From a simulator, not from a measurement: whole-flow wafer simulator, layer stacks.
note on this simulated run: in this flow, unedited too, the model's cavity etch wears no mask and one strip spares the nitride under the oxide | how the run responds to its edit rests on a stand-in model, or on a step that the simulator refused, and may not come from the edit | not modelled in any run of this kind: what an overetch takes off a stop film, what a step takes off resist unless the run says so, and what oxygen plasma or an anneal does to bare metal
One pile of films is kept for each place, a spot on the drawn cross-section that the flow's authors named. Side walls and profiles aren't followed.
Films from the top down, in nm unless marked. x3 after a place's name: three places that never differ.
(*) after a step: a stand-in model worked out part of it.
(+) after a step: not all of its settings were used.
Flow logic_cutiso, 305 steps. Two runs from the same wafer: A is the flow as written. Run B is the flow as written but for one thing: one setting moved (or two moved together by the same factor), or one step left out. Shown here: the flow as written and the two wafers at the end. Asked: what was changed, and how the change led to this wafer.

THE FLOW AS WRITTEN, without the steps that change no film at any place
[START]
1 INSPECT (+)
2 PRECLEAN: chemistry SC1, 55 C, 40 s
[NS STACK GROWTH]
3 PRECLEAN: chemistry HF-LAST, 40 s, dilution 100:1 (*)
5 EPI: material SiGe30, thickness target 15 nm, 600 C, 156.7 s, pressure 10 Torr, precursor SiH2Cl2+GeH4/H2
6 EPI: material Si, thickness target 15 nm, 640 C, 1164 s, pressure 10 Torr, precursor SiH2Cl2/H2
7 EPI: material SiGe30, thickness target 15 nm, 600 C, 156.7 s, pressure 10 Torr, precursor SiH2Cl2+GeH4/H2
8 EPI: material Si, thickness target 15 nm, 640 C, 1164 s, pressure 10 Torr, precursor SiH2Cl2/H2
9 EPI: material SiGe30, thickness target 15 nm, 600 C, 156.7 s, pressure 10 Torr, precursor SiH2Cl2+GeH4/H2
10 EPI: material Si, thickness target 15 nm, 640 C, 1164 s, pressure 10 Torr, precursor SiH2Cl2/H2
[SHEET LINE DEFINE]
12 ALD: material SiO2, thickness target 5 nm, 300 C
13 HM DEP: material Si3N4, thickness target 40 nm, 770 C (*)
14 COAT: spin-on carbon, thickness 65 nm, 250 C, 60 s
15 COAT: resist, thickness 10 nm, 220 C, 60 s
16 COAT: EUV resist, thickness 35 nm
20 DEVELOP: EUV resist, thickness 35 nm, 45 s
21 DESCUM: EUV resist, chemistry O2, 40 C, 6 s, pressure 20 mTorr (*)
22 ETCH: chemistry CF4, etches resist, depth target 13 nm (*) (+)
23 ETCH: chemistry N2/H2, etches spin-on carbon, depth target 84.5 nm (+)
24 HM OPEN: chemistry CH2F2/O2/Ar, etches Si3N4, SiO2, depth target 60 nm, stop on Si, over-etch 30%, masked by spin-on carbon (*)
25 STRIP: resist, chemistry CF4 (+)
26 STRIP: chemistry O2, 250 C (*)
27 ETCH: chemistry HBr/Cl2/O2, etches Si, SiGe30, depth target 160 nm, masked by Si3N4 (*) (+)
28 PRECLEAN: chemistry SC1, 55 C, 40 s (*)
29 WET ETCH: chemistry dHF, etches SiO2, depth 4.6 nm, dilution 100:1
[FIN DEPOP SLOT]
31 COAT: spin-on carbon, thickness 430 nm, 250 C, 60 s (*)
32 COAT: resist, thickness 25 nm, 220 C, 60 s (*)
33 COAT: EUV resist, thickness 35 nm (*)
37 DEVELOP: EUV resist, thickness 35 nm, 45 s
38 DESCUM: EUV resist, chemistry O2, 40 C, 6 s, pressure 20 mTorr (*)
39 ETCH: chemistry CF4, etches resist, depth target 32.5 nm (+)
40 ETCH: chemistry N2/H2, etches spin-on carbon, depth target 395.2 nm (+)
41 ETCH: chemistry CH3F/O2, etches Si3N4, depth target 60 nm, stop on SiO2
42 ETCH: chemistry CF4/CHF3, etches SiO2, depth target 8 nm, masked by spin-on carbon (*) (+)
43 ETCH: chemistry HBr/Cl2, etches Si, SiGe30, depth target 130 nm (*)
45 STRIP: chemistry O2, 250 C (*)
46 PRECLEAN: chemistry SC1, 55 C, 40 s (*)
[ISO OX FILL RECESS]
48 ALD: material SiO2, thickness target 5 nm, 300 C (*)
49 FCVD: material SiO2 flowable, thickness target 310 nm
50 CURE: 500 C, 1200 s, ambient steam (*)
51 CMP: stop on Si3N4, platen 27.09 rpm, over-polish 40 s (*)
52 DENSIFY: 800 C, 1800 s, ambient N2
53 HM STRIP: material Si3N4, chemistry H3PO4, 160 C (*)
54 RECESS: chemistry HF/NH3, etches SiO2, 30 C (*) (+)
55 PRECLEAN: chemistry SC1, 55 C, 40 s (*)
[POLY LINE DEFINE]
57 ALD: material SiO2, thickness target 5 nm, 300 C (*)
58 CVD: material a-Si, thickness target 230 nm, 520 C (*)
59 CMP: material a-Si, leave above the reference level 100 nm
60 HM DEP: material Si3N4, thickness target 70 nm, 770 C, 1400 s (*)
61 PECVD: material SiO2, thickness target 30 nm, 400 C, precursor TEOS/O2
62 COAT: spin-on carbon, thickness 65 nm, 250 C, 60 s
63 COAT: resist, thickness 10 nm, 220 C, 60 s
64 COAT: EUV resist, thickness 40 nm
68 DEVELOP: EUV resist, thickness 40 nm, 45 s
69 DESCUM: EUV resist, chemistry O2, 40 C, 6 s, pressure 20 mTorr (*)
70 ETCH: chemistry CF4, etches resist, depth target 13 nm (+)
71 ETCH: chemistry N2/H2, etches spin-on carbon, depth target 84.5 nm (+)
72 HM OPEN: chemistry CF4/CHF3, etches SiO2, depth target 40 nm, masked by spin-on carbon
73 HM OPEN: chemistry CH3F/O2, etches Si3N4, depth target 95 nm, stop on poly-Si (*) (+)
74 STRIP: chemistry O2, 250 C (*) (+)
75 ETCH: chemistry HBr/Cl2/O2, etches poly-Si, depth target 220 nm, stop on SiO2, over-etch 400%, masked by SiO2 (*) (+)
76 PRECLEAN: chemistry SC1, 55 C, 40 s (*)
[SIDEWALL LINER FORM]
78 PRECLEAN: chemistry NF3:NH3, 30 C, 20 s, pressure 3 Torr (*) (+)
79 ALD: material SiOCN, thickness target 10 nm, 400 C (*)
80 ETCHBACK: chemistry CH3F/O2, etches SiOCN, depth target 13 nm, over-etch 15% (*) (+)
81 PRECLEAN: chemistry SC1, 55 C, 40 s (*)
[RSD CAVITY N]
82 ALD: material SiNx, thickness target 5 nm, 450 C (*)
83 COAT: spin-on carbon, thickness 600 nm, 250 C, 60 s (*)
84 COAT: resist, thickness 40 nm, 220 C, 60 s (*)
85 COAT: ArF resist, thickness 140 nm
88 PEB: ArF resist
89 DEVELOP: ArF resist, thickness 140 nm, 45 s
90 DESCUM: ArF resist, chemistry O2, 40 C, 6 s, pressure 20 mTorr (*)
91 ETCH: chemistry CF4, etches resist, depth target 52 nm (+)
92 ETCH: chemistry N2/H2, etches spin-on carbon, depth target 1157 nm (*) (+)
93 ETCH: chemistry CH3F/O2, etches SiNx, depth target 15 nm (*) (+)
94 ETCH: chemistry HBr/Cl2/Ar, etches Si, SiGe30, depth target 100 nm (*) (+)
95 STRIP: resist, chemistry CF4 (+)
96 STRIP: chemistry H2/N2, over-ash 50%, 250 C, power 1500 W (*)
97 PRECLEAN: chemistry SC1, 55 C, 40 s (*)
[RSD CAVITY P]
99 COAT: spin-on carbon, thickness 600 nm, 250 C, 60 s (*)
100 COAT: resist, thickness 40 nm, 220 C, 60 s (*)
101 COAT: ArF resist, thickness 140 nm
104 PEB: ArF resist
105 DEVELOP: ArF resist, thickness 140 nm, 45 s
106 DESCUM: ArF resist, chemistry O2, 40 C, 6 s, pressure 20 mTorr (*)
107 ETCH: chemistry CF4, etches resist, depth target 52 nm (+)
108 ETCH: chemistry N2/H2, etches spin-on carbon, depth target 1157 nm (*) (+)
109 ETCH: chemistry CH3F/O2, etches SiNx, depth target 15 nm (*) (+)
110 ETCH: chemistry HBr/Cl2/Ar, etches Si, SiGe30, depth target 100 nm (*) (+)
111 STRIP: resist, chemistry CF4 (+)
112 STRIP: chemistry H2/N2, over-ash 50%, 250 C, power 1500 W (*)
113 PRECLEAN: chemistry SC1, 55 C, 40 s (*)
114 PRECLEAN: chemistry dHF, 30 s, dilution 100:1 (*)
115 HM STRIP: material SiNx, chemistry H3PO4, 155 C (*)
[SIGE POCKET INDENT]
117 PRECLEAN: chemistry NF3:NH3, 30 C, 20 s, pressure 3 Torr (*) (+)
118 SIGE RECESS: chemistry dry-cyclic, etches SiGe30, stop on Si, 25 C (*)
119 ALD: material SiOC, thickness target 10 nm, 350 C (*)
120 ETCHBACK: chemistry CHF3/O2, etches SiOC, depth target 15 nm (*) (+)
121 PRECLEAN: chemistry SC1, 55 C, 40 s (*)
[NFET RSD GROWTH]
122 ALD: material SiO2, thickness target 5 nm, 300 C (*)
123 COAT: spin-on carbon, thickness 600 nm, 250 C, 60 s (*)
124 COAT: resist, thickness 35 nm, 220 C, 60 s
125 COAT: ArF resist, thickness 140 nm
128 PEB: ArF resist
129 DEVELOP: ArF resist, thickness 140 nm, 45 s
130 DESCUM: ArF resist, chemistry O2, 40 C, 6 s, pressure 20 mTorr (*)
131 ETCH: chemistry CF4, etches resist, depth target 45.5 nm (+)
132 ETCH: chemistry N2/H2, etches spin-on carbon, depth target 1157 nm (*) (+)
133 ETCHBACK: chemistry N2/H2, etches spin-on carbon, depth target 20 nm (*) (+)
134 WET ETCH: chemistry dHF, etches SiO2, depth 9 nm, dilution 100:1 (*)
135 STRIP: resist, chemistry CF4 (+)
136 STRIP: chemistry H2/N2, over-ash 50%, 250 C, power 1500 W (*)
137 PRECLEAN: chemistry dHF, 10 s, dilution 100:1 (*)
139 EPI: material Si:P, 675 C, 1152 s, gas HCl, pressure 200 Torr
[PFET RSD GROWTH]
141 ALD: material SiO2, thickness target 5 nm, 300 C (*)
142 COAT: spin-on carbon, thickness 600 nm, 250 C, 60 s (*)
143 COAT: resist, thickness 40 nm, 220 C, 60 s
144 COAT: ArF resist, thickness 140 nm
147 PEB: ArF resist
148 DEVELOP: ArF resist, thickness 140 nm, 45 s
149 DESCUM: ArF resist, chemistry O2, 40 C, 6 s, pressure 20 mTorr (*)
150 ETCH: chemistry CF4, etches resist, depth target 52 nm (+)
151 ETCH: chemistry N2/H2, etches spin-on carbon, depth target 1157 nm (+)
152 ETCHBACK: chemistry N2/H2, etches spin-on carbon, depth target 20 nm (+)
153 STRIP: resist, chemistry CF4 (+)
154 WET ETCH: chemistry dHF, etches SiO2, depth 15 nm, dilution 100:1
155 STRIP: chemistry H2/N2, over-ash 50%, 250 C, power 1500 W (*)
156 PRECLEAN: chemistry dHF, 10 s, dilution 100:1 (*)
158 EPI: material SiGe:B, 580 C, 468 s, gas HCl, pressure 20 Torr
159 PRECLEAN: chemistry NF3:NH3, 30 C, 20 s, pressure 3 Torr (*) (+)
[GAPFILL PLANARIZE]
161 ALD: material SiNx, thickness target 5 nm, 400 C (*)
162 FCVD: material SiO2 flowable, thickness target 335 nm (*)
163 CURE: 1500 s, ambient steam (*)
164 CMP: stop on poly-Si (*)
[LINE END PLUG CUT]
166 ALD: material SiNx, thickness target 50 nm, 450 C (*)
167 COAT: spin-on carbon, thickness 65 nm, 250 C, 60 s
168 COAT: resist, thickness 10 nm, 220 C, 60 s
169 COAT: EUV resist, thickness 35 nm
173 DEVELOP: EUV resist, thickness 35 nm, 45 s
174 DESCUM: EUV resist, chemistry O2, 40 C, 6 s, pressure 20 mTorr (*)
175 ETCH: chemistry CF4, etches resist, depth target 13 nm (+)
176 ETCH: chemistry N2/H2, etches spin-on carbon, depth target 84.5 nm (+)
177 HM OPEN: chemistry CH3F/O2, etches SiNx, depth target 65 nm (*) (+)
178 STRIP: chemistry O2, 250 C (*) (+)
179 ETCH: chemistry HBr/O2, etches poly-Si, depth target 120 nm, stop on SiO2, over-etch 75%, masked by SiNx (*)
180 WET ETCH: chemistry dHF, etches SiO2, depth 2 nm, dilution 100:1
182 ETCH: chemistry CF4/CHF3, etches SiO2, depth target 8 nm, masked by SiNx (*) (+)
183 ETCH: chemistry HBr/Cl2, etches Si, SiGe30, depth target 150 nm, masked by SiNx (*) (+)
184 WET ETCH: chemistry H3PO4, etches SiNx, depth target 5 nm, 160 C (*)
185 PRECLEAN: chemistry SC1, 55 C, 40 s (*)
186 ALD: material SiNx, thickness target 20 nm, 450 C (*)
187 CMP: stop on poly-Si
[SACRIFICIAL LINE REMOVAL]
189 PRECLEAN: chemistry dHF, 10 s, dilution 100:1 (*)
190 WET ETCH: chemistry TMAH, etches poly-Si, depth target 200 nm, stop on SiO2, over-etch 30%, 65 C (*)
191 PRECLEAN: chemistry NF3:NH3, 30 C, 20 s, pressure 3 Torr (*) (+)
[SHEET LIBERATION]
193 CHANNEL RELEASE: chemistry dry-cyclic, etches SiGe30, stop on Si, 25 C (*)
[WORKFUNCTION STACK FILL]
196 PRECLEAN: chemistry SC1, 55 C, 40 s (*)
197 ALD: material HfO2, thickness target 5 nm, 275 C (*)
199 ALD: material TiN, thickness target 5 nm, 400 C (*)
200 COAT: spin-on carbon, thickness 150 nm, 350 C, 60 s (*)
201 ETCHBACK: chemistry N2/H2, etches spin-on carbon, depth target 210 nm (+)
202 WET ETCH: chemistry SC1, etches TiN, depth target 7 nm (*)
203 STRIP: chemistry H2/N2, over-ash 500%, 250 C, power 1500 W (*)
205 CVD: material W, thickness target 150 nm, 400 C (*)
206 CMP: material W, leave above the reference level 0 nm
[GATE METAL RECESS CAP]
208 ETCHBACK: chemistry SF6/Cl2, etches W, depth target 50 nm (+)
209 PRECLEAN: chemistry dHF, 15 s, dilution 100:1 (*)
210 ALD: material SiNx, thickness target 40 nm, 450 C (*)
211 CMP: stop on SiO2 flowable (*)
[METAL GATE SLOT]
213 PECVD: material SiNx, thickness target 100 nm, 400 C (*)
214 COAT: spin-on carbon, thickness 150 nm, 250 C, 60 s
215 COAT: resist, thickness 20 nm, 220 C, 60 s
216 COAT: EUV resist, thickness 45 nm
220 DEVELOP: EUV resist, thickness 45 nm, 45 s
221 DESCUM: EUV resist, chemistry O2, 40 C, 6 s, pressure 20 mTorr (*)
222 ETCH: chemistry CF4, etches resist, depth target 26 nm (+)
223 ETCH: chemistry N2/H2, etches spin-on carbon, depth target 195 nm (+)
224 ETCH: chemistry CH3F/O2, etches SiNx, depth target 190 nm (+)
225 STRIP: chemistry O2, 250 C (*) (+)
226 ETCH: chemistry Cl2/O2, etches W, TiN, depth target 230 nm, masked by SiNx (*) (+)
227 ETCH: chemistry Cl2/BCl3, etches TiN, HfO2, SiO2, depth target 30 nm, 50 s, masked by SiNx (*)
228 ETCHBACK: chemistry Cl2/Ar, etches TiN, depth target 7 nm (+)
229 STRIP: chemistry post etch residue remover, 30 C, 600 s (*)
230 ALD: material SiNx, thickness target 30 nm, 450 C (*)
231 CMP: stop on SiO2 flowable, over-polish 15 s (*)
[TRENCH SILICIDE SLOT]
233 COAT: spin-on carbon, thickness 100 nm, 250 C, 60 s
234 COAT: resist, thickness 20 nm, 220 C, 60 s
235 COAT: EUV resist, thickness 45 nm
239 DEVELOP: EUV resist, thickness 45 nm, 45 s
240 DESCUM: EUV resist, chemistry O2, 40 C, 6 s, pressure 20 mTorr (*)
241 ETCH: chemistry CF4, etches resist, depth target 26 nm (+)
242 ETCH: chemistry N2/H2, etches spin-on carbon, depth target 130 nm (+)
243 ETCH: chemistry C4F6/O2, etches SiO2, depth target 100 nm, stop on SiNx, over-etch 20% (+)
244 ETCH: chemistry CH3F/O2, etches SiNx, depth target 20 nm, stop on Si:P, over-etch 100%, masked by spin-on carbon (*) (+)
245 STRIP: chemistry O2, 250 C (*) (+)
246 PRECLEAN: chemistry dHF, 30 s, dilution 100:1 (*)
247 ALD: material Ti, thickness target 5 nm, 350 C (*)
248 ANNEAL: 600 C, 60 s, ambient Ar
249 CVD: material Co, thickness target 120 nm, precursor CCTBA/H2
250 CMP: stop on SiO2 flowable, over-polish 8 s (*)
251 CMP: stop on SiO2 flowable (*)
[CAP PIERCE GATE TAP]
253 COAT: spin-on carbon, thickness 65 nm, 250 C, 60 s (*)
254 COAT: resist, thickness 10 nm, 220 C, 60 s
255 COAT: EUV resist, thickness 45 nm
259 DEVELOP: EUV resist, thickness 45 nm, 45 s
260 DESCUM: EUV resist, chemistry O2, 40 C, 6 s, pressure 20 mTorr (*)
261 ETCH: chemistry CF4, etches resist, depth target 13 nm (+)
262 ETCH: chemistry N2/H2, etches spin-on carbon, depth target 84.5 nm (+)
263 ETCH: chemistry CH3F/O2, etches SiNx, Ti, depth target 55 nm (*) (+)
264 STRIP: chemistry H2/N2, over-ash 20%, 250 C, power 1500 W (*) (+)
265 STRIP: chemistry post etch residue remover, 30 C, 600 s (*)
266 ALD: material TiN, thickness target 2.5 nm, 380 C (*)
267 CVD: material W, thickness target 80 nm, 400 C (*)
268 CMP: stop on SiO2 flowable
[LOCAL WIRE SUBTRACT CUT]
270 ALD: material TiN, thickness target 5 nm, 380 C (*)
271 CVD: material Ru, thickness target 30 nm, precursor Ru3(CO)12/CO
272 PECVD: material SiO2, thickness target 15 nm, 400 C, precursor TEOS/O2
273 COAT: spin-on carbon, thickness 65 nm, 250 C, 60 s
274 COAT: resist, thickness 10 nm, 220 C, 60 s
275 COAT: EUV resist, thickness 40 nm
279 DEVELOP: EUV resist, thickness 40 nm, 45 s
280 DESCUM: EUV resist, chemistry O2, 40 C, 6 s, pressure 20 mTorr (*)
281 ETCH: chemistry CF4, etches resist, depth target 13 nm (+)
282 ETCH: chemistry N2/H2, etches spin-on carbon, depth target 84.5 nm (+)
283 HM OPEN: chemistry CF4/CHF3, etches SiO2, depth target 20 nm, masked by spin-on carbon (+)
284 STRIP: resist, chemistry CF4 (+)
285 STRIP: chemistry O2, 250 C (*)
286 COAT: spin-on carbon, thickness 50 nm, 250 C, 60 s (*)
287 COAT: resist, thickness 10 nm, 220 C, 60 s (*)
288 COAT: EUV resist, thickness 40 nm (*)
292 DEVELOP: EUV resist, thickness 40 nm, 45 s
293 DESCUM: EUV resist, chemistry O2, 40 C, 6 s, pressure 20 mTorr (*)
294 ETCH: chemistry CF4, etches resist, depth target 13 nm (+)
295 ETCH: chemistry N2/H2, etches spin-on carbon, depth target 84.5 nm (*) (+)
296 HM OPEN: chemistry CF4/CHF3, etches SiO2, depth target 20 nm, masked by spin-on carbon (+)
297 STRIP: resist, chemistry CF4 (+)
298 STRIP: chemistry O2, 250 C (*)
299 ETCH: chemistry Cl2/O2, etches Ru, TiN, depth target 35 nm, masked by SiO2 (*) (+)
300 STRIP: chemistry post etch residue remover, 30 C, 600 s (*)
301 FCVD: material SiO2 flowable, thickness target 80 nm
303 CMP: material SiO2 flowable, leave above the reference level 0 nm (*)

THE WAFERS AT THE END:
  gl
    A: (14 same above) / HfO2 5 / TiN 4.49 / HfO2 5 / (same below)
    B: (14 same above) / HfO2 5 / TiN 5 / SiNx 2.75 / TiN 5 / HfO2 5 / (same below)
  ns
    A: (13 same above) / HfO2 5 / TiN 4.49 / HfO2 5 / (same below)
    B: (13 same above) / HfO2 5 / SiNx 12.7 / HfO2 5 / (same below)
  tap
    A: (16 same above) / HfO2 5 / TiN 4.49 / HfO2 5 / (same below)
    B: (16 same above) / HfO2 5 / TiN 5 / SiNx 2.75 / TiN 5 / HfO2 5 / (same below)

The cause: step 7, EPI: 242.9 s was run, where the flow has 156.7 s.

How the change led to this, step by step:
  7 EPI: material SiGe30, thickness target 15 nm, 600 C, 156.7 s, pressure 10 Torr, precursor SiH2Cl2+GeH4/H2
      depop, dpovl, gfld and 19 more: A SiGe30 +15 (new film) | B SiGe30 +23.3 (new film)
  27 ETCH: chemistry HBr/Cl2/O2, etches Si, SiGe30, depth target 160 nm, masked by Si3N4 (*) (+)
      gfld, gxf, iso, lnri: A chemical SiO2 -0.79 (all of it), Si -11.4 (all of it), SiGe30 -15 (all of it), Si -15 (all of it), SiGe30 -15 (all of it), Si -15 (all of it), SiGe30 -15 (all of it), Si -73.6 | B chemical SiO2 -0.79 (all of it), Si -11.4 (all of it), SiGe30 -15 (all of it), Si -15 (all of it), SiGe30 -23.3 (all of it), Si -15 (all of it), SiGe30 -15 (all of it), Si -65.4
      dpovl, nsgap: A chemical SiO2 -0.79 (all of it), Si -11.8 (all of it), SiGe30 -15 (all of it), Si -15 (all of it), SiGe30 -15 (all of it), Si -15 (all of it), SiGe30 -15 (all of it), Si -73.2 | B chemical SiO2 -0.79 (all of it), Si -11.8 (all of it), SiGe30 -15 (all of it), Si -15 (all of it), SiGe30 -23.3 (all of it), Si -15 (all of it), SiGe30 -15 (all of it), Si -65
      (and at 1 more place)
  43 ETCH: chemistry HBr/Cl2, etches Si, SiGe30, depth target 130 nm (*)
      depop: A Si -14 (all of it), SiGe30 -15 (all of it), Si -15 (all of it), SiGe30 -15 (all of it), Si -15 (all of it), SiGe30 -15 (all of it), Si -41 | B Si -14 (all of it), SiGe30 -15 (all of it), Si -15 (all of it), SiGe30 -23.3 (all of it), Si -15 (all of it), SiGe30 -15 (all of it), Si -32.7
  94 ETCH: chemistry HBr/Cl2/Ar, etches Si, SiGe30, depth target 100 nm (*) (+)
      rsdn, rsdx: A chemical SiO2 -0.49 (all of it), Si -12.8 (all of it), SiGe30 -15 (all of it), Si -15 (all of it), SiGe30 -15 (all of it), Si -15 (all of it), SiGe30 -15 (all of it), Si -12.2 | B chemical SiO2 -0.49 (all of it), Si -12.8 (all of it), SiGe30 -15 (all of it), Si -15 (all of it), SiGe30 -23.3 (all of it), Si -15 (all of it), SiGe30 -15 (all of it), Si -3.91
  110 ETCH: chemistry HBr/Cl2/Ar, etches Si, SiGe30, depth target 100 nm (*) (+)
      rsdp, rsdw: A chemical SiO2 -0.49 (all of it), Si -12.8 (all of it), SiGe30 -15 (all of it), Si -15 (all of it), SiGe30 -15 (all of it), Si -15 (all of it), SiGe30 -15 (all of it), Si -12.2 | B chemical SiO2 -0.49 (all of it), Si -12.8 (all of it), SiGe30 -15 (all of it), Si -15 (all of it), SiGe30 -23.3 (all of it), Si -15 (all of it), SiGe30 -15 (all of it), Si -3.91
  118 SIGE RECESS: chemistry dry-cyclic, etches SiGe30, stop on Si, 25 C (*)
      lnr, lnrp, lnrt: A SiOCN -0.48, Si -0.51, cavity +16 (new film), SiGe30 -15 (all of it), Si -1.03, cavity +16 (new film), SiGe30 -15 (all of it), Si -1.03, cavity +16 (new film), SiGe30 -15 (all of it), Si -0.51 | B SiOCN -0.48, Si -0.51, cavity +16 (new film), SiGe30 -15 (all of it), Si -1.03, cavity +24.3 (new film), SiGe30 -23.3 (all of it), Si -1.03, cavity +16 (new film), SiGe30 -15 (all of it), Si -0.51
  119 ALD: material SiOC, thickness target 10 nm, 350 C (*)
      lnr, lnrp, lnrt: A SiOC +10 (new film), SiOC +16 (new film), cavity -16 (all of it), SiOC +16 (new film), cavity -16 (all of it), SiOC +16 (new film), cavity -16 (all of it) | B SiOC +10 (new film), SiOC +16 (new film), cavity -16 (all of it), SiOC +24.3 (new film), cavity -24.3 (all of it), SiOC +16 (new film), cavity -16 (all of it)
  183 ETCH: chemistry HBr/Cl2, etches Si, SiGe30, depth target 150 nm, masked by SiNx (*) (+)
      plug: A Si -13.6 (all of it), SiGe30 -15 (all of it), Si -15 (all of it), SiGe30 -15 (all of it), Si -15 (all of it), SiGe30 -15 (all of it), Si -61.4 | B Si -13.6 (all of it), SiGe30 -15 (all of it), Si -15 (all of it), SiGe30 -23.3 (all of it), Si -15 (all of it), SiGe30 -15 (all of it), Si -53.2
  193 CHANNEL RELEASE: chemistry dry-cyclic, etches SiGe30, stop on Si, 25 C (*)
      gl, glp, gxn, gxp, ns, tap: A chemical SiO2 +0.8 (new film), Si -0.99, chemical SiO2 +0.8 (new film), cavity +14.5 (new film), chemical SiO2 +0.8 (new film), SiGe30 -15 (all of it), Si -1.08, chemical SiO2 +0.8 (new film), cavity +14.5 (new film), chemical SiO2 +0.8 (new film), SiGe30 -15 (all of it), Si -1.08, chemical SiO2 +0.8 (new film), cavity +14.5 (new film), chemical SiO2 +0.8 (new film), SiGe30 -15 (all of it), Si -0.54 | B chemical SiO2 +0.8 (new film), Si -0.99, chemical SiO2 +0.8 (new film), cavity +14.5 (new film), chemical SiO2 +0.8 (new film), SiGe30 -15 (all of it), Si -1.08, chemical SiO2 +0.8 (new film), cavity +22.7 (new film), chemical SiO2 +0.8 (new film), SiGe30 -23.3 (all of it), Si -1.08, chemical SiO2 +0.8 (new film), cavity +14.5 (new film), chemical SiO2 +0.8 (new film), SiGe30 -15 (all of it), Si -0.54
  199 ALD: material TiN, thickness target 5 nm, 400 C (*)
      gl, glp, tap: A TiN +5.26 (new film), TiN +4.49 (new film), cavity -4.49 (all of it), TiN +4.49 (new film), cavity -4.49 (all of it), TiN +4.49 (new film), cavity -4.49 (all of it) | B TiN +5.26 (new film), TiN +4.49 (new film), cavity -4.49 (all of it), TiN +5 (new film), cavity -10, TiN +5 (new film), TiN +4.49 (new film), cavity -4.49 (all of it)
      gxn, gxp, ns: A TiN +5 (new film), TiN +4.49 (new film), cavity -4.49 (all of it), TiN +4.49 (new film), cavity -4.49 (all of it), TiN +4.49 (new film), cavity -4.49 (all of it) | B TiN +5 (new film), TiN +4.49 (new film), cavity -4.49 (all of it), TiN +5 (new film), cavity -10, TiN +5 (new film), TiN +4.49 (new film), cavity -4.49 (all of it)
  202 WET ETCH: chemistry SC1, etches TiN, depth target 7 nm (*)
      ns: A TiN -5 (all of it) | B TiN -5 (all of it), TiN -5 (all of it), cavity +10, TiN -5 (all of it)
  210 ALD: material SiNx, thickness target 40 nm, 450 C (*)
      gl, glp, gxn, gxp, tap: A SiNx +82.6 (new film) | B SiNx +82.6 (new film), SiNx +2.75 (new film), cavity -2.75 (all of it)
      ns: A SiNx +40 (new film) | B SiNx +40 (new film), SiNx +12.7 (new film), cavity -12.7 (all of it)
Counting metal films that touch as one body, gl has 5 bodies (between them, from the top down: HfO2 5 / chemical SiO2 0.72 / Si 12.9 / chemical SiO2 0.8 / HfO2 5; HfO2 5 / chemical SiO2 0.8 / Si 13.9 / chemical SiO2 0.8 / HfO2 5; SiNx 2.75; HfO2 5 / chemical SiO2 0.8 / Si 13.9 / chemical SiO2 0.8 / HfO2 5); the flow as written gives 4 bodies (between them, from the top down: HfO2 5 / chemical SiO2 0.72 / Si 12.9 / chemical SiO2 0.8 / HfO2 5; HfO2 5 / chemical SiO2 0.8 / Si 13.9 / chemical SiO2 0.8 / HfO2 5; HfO2 5 / chemical SiO2 0.8 / Si 13.9 / chemical SiO2 0.8 / HfO2 5).
Counting metal films that touch as one body, ns has 3 bodies (between them, from the top down: HfO2 5 / chemical SiO2 0.72 / Si 12.9 / chemical SiO2 0.8 / HfO2 5; HfO2 5 / chemical SiO2 0.8 / Si 13.9 / chemical SiO2 0.8 / HfO2 5 / SiNx 12.7 / HfO2 5 / chemical SiO2 0.8 / Si 13.9 / chemical SiO2 0.8 / HfO2 5); the flow as written gives 4 bodies (between them, from the top down: HfO2 5 / chemical SiO2 0.72 / Si 12.9 / chemical SiO2 0.8 / HfO2 5; HfO2 5 / chemical SiO2 0.8 / Si 13.9 / chemical SiO2 0.8 / HfO2 5; HfO2 5 / chemical SiO2 0.8 / Si 13.9 / chemical SiO2 0.8 / HfO2 5).
Counting metal films that touch as one body, tap has 5 bodies (between them, from the top down: HfO2 5 / chemical SiO2 0.72 / Si 12.9 / chemical SiO2 0.8 / HfO2 5; HfO2 5 / chemical SiO2 0.8 / Si 13.9 / chemical SiO2 0.8 / HfO2 5; SiNx 2.75; HfO2 5 / chemical SiO2 0.8 / Si 13.9 / chemical SiO2 0.8 / HfO2 5); the flow as written gives 4 bodies (between them, from the top down: HfO2 5 / chemical SiO2 0.72 / Si 12.9 / chemical SiO2 0.8 / HfO2 5; HfO2 5 / chemical SiO2 0.8 / Si 13.9 / chemical SiO2 0.8 / HfO2 5; HfO2 5 / chemical SiO2 0.8 / Si 13.9 / chemical SiO2 0.8 / HfO2 5).
